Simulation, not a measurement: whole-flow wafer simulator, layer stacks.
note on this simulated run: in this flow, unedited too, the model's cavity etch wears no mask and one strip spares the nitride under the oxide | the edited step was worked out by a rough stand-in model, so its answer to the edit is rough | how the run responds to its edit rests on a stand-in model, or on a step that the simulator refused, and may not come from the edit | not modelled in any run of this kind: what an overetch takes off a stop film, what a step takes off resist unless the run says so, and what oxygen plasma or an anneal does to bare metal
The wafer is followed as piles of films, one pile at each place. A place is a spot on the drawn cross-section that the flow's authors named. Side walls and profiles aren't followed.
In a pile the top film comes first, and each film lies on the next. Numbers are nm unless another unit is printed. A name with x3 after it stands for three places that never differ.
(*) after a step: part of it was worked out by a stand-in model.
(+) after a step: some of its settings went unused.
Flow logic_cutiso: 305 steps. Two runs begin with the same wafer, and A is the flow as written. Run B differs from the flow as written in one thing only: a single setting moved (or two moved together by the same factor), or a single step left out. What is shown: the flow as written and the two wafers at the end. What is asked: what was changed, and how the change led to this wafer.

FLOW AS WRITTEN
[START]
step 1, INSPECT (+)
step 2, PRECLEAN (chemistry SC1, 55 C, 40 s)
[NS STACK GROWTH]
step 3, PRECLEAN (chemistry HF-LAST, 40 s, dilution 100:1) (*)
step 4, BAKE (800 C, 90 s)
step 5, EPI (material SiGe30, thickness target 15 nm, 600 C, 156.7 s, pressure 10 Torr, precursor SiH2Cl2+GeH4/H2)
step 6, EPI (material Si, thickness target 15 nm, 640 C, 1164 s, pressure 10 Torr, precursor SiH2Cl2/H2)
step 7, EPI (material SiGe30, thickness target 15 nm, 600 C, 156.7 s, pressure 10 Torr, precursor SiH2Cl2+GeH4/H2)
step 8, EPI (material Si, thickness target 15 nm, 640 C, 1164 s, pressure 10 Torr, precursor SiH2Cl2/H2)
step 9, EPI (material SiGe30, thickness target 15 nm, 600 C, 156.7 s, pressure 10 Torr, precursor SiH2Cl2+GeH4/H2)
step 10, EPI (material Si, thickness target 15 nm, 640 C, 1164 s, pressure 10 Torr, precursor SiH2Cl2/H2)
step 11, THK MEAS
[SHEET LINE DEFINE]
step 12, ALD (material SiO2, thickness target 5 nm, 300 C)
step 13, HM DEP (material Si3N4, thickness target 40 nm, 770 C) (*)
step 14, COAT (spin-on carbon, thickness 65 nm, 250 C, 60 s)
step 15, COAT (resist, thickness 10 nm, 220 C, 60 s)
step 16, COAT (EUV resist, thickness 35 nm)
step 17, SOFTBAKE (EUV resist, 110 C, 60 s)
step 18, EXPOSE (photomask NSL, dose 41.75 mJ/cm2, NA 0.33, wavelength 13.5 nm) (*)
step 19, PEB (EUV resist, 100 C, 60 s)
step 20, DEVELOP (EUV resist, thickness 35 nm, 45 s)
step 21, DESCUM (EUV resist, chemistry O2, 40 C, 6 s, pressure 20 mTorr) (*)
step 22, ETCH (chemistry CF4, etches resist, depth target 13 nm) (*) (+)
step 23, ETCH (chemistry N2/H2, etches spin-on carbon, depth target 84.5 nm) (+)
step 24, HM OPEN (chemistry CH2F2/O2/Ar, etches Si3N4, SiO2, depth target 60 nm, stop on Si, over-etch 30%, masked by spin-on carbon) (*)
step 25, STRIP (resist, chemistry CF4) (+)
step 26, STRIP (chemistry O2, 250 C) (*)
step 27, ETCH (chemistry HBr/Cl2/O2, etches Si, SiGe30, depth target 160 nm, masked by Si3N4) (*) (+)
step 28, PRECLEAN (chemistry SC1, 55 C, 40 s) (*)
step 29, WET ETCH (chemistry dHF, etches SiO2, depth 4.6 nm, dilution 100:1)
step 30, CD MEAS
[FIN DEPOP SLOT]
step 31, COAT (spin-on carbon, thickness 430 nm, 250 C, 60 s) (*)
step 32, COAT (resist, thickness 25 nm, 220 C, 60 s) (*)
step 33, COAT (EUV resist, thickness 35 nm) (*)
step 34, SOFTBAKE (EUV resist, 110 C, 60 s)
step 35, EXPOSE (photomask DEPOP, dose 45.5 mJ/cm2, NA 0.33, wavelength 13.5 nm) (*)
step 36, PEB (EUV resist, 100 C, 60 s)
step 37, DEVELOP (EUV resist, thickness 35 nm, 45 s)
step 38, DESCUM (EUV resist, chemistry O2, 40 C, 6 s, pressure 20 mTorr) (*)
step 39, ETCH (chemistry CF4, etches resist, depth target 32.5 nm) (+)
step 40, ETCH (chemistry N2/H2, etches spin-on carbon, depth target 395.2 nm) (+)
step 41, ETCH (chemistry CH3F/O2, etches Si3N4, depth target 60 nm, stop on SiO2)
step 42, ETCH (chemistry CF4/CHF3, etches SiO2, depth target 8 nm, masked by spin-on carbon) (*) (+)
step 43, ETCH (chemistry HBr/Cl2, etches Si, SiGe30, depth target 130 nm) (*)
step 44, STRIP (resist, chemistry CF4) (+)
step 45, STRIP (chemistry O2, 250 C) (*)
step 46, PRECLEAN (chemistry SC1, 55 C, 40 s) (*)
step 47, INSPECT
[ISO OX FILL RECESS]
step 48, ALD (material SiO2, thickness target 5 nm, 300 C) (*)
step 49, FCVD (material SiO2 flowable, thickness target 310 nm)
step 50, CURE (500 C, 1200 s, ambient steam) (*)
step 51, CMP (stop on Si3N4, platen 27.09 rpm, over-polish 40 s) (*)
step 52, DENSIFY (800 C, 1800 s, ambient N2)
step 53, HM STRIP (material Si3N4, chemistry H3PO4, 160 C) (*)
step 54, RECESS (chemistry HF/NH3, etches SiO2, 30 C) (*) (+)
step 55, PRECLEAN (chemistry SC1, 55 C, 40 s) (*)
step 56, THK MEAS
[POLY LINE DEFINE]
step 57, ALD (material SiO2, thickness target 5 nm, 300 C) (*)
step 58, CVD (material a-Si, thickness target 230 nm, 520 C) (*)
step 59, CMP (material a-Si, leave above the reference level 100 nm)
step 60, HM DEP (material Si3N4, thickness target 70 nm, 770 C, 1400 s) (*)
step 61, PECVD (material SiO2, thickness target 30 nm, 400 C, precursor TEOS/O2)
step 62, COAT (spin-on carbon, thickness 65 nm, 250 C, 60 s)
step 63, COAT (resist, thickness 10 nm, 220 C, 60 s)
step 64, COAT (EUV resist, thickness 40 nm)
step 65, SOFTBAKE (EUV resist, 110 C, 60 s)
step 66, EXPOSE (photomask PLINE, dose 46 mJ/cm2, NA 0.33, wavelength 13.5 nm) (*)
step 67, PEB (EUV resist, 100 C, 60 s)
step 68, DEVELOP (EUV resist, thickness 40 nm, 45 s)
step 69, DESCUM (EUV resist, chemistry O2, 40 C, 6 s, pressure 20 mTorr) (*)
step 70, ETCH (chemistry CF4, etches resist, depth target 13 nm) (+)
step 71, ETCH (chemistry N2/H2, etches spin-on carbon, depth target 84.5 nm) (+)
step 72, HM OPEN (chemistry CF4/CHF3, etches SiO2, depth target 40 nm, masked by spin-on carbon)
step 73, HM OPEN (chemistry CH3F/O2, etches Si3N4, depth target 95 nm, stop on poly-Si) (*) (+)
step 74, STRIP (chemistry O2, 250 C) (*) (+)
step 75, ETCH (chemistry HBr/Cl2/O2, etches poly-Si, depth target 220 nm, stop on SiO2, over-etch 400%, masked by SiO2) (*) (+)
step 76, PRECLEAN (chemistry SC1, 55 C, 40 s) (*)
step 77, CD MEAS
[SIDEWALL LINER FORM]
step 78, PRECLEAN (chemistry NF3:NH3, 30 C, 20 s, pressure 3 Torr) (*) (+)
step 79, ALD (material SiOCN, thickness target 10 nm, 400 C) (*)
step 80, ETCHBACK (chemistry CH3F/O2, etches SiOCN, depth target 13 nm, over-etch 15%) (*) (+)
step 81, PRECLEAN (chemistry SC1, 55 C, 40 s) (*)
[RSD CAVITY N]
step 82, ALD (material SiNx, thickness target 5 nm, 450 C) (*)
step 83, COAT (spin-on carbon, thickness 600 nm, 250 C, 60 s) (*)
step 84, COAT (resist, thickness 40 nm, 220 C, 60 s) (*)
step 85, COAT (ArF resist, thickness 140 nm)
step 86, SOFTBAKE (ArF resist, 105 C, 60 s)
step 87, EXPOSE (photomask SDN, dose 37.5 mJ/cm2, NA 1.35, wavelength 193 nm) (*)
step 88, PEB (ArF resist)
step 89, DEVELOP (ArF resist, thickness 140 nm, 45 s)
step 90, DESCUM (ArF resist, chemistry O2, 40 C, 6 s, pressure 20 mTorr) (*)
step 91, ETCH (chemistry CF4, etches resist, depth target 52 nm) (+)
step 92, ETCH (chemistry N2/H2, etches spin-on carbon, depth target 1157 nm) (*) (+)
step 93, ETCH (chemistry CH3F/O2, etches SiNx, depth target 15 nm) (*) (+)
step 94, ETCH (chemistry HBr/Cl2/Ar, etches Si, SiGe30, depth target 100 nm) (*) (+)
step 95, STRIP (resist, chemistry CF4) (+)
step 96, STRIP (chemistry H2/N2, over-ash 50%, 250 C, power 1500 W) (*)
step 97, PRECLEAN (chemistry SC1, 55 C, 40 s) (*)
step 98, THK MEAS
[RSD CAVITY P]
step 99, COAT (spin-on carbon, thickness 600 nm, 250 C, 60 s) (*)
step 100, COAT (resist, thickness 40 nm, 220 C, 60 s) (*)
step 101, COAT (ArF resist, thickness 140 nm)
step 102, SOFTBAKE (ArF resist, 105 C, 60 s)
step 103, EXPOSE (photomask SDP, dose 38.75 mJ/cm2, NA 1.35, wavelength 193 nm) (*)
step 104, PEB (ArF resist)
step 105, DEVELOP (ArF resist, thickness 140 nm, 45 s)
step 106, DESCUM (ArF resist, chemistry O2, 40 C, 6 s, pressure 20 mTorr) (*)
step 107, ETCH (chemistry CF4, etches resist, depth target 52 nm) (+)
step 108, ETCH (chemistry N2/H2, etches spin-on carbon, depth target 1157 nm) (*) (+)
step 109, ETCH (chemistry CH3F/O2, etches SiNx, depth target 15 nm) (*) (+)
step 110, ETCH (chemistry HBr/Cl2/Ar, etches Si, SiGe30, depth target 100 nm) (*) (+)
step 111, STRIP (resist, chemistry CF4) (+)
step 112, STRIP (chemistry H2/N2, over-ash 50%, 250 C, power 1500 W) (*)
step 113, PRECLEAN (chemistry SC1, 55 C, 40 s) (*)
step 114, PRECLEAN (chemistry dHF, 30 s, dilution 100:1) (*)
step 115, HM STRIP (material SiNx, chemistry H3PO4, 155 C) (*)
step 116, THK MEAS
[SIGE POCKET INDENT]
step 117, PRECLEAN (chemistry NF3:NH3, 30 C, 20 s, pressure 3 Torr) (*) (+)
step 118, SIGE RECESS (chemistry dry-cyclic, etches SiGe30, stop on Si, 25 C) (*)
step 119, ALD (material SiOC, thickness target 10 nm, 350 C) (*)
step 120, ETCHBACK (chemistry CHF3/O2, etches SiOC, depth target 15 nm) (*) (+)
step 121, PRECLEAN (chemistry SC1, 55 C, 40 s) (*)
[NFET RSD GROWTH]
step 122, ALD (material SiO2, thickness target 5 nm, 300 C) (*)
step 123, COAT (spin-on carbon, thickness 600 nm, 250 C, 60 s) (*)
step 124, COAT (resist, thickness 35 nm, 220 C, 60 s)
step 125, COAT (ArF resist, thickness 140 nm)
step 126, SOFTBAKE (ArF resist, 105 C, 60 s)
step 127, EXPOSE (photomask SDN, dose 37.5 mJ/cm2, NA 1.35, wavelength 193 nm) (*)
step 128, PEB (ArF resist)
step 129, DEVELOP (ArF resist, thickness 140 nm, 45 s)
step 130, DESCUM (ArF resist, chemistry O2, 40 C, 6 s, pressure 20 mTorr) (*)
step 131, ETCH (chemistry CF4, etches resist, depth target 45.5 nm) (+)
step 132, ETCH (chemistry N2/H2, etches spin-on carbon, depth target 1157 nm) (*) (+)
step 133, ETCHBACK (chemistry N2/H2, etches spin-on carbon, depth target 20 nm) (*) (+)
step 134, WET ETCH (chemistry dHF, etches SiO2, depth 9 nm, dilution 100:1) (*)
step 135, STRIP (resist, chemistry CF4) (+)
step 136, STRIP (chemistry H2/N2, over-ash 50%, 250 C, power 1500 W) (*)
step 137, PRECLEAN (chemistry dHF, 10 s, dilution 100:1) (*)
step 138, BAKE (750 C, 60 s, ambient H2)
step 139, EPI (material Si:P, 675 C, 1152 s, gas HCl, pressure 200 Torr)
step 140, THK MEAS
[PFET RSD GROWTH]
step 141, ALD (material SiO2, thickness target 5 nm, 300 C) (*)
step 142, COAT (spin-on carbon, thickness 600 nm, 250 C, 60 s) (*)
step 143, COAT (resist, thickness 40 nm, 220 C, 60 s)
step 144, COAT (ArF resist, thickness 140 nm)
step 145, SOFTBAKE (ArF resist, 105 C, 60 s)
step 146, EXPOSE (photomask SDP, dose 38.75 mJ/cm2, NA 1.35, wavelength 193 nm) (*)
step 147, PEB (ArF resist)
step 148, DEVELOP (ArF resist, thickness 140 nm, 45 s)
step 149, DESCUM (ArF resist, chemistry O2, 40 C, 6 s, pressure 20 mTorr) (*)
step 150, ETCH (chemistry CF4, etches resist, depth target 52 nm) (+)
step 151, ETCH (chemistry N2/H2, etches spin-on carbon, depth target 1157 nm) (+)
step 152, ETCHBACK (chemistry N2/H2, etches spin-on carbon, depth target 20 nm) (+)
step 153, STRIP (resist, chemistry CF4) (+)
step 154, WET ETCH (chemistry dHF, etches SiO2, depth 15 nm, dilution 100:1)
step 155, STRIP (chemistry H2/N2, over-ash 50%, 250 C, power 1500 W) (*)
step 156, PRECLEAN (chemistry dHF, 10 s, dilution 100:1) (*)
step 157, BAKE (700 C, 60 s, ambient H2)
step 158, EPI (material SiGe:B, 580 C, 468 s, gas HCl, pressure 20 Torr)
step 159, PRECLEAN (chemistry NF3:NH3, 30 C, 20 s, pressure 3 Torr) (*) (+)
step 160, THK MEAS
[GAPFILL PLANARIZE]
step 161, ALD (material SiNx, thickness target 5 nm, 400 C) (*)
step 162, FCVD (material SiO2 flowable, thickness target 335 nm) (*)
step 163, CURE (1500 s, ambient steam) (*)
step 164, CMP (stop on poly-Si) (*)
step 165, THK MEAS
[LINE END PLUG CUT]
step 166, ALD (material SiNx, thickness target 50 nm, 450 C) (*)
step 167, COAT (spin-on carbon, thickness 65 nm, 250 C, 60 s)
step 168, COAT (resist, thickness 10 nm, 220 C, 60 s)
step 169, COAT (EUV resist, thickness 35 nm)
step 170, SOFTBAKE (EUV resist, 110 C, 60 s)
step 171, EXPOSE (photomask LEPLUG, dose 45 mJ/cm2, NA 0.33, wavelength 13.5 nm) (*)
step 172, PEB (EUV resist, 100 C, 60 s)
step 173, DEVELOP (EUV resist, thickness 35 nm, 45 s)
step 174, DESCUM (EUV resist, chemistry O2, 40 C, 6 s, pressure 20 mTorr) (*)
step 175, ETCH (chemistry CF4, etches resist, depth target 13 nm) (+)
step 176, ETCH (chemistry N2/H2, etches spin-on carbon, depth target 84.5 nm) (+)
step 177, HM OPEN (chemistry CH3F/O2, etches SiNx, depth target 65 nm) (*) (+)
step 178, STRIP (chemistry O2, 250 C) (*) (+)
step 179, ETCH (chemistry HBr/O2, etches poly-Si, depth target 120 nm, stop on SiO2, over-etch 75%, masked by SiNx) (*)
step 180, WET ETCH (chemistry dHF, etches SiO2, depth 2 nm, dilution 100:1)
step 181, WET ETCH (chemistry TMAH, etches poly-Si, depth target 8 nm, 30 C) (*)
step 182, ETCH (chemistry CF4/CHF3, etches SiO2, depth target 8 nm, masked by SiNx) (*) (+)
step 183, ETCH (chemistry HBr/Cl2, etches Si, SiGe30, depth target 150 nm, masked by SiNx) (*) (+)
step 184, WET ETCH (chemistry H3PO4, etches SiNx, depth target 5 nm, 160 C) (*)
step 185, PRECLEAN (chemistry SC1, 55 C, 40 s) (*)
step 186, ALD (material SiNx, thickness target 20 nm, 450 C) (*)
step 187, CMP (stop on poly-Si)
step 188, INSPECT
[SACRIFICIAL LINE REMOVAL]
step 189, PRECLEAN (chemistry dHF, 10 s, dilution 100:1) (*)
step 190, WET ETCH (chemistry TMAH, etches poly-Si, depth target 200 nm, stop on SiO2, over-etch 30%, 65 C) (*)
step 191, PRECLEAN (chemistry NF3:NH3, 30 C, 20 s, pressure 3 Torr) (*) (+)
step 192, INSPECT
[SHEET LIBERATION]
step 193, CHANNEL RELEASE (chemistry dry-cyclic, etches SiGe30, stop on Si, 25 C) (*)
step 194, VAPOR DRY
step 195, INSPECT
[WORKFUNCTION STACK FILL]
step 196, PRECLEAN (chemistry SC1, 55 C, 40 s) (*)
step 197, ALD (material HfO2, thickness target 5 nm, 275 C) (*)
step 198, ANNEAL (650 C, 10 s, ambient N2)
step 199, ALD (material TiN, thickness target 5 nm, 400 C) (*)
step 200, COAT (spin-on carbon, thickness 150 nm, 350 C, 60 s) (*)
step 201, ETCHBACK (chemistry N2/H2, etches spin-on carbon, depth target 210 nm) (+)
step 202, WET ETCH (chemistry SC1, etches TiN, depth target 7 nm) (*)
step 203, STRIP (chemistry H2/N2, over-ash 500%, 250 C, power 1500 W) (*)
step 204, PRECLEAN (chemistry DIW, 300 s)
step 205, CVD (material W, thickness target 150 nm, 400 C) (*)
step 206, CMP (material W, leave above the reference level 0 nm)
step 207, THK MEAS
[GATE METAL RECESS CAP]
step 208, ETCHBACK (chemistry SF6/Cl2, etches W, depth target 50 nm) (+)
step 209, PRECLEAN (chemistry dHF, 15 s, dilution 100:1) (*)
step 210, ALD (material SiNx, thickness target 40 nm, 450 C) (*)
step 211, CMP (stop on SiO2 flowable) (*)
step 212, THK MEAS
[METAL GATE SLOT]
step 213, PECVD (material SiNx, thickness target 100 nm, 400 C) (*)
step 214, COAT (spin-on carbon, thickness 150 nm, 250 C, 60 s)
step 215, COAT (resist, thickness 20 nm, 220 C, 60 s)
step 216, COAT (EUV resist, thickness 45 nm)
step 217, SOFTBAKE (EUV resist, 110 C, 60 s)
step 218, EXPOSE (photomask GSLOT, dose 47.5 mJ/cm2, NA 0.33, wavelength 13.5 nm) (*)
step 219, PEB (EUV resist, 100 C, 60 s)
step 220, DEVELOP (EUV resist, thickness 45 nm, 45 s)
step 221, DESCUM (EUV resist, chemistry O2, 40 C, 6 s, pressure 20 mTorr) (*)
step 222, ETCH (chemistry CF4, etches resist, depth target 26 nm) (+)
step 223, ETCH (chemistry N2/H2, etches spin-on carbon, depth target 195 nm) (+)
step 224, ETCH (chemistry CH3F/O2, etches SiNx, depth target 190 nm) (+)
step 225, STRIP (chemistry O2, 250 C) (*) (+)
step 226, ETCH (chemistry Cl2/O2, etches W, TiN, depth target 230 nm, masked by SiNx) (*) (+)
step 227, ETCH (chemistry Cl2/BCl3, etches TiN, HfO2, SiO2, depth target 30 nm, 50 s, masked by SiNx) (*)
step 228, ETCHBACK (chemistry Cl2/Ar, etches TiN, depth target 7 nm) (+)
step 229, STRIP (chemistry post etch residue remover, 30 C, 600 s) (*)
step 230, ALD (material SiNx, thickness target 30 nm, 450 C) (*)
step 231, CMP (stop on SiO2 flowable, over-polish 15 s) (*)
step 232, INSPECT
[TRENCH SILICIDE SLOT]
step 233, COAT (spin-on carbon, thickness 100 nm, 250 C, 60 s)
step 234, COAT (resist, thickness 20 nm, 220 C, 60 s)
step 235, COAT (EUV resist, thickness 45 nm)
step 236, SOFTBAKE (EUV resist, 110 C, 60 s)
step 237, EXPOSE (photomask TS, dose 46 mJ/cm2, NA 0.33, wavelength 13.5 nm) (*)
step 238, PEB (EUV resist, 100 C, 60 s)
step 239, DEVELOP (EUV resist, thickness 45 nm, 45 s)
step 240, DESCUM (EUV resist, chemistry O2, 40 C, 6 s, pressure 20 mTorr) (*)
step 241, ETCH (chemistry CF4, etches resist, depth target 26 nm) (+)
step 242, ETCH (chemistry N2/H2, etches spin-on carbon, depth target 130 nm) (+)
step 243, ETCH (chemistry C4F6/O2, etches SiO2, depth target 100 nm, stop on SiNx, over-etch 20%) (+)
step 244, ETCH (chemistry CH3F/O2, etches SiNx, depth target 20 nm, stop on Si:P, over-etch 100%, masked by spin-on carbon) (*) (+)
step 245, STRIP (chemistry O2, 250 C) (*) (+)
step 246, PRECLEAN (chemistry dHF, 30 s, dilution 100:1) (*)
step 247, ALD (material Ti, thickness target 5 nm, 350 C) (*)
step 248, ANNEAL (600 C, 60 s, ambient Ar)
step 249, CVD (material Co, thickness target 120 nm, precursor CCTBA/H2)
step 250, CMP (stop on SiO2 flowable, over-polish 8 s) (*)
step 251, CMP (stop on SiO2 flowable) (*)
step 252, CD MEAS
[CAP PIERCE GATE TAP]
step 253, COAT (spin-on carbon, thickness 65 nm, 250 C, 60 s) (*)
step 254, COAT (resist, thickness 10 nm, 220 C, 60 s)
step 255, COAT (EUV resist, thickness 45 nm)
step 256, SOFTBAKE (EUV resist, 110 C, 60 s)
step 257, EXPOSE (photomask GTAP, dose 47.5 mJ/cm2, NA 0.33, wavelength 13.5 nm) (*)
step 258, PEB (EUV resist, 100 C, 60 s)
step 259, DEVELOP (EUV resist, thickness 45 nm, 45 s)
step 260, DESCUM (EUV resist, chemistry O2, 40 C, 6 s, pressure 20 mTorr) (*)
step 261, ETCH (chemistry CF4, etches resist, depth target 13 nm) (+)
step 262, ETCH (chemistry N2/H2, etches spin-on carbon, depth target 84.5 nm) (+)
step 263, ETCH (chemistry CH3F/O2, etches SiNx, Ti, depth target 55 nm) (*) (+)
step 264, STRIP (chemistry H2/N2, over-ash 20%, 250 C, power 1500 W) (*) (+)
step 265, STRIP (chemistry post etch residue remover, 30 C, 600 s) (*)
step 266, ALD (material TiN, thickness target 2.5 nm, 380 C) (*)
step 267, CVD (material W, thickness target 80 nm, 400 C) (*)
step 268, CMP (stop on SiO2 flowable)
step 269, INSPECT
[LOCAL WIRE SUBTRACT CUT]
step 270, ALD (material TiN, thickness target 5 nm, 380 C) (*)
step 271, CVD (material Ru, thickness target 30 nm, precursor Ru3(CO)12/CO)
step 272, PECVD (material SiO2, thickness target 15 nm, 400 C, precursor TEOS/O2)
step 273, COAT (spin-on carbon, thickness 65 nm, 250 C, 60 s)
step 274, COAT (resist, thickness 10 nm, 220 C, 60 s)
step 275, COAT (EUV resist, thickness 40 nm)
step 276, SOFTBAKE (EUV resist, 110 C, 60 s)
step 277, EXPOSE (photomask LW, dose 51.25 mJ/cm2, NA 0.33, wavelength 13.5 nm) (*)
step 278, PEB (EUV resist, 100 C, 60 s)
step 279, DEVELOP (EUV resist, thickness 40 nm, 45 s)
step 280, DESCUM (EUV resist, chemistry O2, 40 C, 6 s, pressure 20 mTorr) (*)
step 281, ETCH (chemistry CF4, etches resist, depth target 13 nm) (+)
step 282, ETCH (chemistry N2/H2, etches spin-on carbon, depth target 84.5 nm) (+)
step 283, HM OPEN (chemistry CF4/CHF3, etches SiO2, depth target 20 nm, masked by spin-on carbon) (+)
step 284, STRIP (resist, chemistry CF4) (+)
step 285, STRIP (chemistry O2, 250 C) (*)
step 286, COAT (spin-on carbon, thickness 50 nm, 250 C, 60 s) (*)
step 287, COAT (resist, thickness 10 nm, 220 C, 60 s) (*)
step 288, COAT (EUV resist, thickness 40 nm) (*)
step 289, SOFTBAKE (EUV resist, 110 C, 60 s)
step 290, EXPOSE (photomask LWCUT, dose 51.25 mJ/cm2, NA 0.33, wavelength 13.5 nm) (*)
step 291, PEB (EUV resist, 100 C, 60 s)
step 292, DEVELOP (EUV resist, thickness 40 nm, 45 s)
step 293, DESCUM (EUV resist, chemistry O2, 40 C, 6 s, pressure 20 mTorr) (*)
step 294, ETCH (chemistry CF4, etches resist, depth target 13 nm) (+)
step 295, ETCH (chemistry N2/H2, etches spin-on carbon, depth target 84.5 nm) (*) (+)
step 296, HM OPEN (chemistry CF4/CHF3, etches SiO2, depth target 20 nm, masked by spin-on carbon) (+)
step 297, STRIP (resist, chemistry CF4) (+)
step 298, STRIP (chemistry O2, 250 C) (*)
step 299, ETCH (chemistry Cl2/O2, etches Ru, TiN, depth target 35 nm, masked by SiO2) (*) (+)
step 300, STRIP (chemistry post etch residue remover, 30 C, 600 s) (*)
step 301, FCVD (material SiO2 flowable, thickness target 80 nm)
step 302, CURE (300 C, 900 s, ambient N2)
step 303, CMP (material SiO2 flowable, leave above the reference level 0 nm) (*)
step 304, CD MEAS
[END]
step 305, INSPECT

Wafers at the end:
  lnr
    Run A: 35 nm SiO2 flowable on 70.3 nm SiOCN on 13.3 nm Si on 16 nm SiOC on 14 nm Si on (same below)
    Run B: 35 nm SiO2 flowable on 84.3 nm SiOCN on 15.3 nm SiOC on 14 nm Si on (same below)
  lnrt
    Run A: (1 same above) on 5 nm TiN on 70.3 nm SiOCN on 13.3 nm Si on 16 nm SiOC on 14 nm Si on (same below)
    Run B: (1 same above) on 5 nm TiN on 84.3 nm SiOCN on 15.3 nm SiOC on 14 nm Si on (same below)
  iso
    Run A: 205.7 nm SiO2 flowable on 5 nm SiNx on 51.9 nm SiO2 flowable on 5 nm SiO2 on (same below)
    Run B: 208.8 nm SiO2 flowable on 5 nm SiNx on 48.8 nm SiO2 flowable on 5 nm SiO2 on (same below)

The reason: step 75, ETCH: depth target 341 nm was run, though the flow has depth target 220 nm.

Step by step, how the change led to this:
  step 75, ETCH (chemistry HBr/Cl2/O2, etches poly-Si, depth target 220 nm, stop on SiO2, over-etch 400%, masked by SiO2) (*) (+)
      lnr, lnrp, lnrt, rsdn, rsdp, rsdw, rsdx: A chemical SiO2 loses 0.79 (all of it), poly-Si loses 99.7 (all of it), SiO2 loses 5 (all of it) | B chemical SiO2 loses 0.79 (all of it), poly-Si loses 99.7 (all of it), SiO2 loses 5 (all of it), chemical SiO2 loses 0.49 (all of it), Si loses 13.9 (all of it)
      iso, lnri: A chemical SiO2 loses 0.79 (all of it), poly-Si loses 189.1 (all of it), SiO2 loses 4.55 | B chemical SiO2 loses 0.79 (all of it), poly-Si loses 189.1 (all of it), SiO2 loses 5 (all of it), SiO2 flowable loses 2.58
  step 80, ETCHBACK (chemistry CH3F/O2, etches SiOCN, depth target 13 nm, over-etch 15%) (*) (+)
      rsdn, rsdp, rsdw, rsdx: A SiOCN loses 10 (all of it), Si loses 0.7 | B SiOCN loses 10 (all of it), SiGe30 loses 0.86
      lnr, lnrp, lnrt: A SiOCN gains 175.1 | B SiOCN gains 189.1
  step 94, ETCH (chemistry HBr/Cl2/Ar, etches Si, SiGe30, depth target 100 nm) (*) (+)
      rsdn, rsdx: A chemical SiO2 loses 0.49 (all of it), Si loses 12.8 (all of it), SiGe30 loses 15 (all of it), Si loses 15 (all of it), SiGe30 loses 15 (all of it), Si loses 15 (all of it), SiGe30 loses 15 (all of it), Si loses 12.2 | B chemical SiO2 loses 0.49 (all of it), SiGe30 loses 13.7 (all of it), Si loses 15 (all of it), SiGe30 loses 15 (all of it), Si loses 15 (all of it), SiGe30 loses 15 (all of it), Si loses 26.3
  step 110, ETCH (chemistry HBr/Cl2/Ar, etches Si, SiGe30, depth target 100 nm) (*) (+)
      rsdp, rsdw: A chemical SiO2 loses 0.49 (all of it), Si loses 12.8 (all of it), SiGe30 loses 15 (all of it), Si loses 15 (all of it), SiGe30 loses 15 (all of it), Si loses 15 (all of it), SiGe30 loses 15 (all of it), Si loses 12.2 | B chemical SiO2 loses 0.49 (all of it), SiGe30 loses 13.7 (all of it), Si loses 15 (all of it), SiGe30 loses 15 (all of it), Si loses 15 (all of it), SiGe30 loses 15 (all of it), Si loses 26.3
  step 118, SIGE RECESS (chemistry dry-cyclic, etches SiGe30, stop on Si, 25 C) (*)
      lnr, lnrp, lnrt: A SiOCN loses 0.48, Si loses 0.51, cavity gains 16 (new film), SiGe30 loses 15 (all of it), Si loses 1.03, cavity gains 16 (new film), SiGe30 loses 15 (all of it), Si loses 1.03, cavity gains 16 (new film), SiGe30 loses 15 (all of it), Si loses 0.51 | B SiOCN loses 0.48, cavity gains 15.3 (new film), SiGe30 loses 14.8 (all of it), Si loses 1.03, cavity gains 16 (new film), SiGe30 loses 15 (all of it), Si loses 1.03, cavity gains 16 (new film), SiGe30 loses 15 (all of it), Si loses 0.51
  step 119, ALD (material SiOC, thickness target 10 nm, 350 C) (*)
      lnr, lnrp, lnrt: A SiOC gains 10 (new film), SiOC gains 16 (new film), cavity loses 16 (all of it), SiOC gains 16 (new film), cavity loses 16 (all of it), SiOC gains 16 (new film), cavity loses 16 (all of it) | B SiOC gains 10 (new film), SiOC gains 15.3 (new film), cavity loses 15.3 (all of it), SiOC gains 16 (new film), cavity loses 16 (all of it), SiOC gains 16 (new film), cavity loses 16 (all of it)
  step 135, STRIP (resist, chemistry CF4) (+)
      gl: A Si3N4 loses 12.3 | B Si3N4 loses 11.7
  step 139, EPI (material Si:P, 675 C, 1152 s, gas HCl, pressure 200 Torr)
      rsdn, rsdx: A Si:P gains 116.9 (new film) | B Si:P gains 131 (new film)
  step 141, ALD (material SiO2, thickness target 5 nm, 300 C) (*)
      gxn: A SiO2 gains 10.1 (new film) | B SiO2 gains 6.14 (new film)
  step 158, EPI (material SiGe:B, 580 C, 468 s, gas HCl, pressure 20 Torr)
      rsdp, rsdw: A SiGe:B gains 116.8 (new film) | B SiGe:B gains 131 (new film)
  step 159, PRECLEAN (chemistry NF3:NH3, 30 C, 20 s, pressure 3 Torr) (*) (+)
      gxn: A SiO2 loses 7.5 | B SiO2 loses 4.62 (all of it), Si3N4 loses 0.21
  step 164, CMP (stop on poly-Si) (*)
      gxn: A SiO2 flowable loses 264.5 (all of it), SiNx loses 5 (all of it), SiO2 loses 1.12 (all of it), Si3N4 loses 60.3 (all of it) | B SiO2 flowable loses 265.3 (all of it), SiNx loses 5 (all of it), Si3N4 loses 60.3 (all of it)
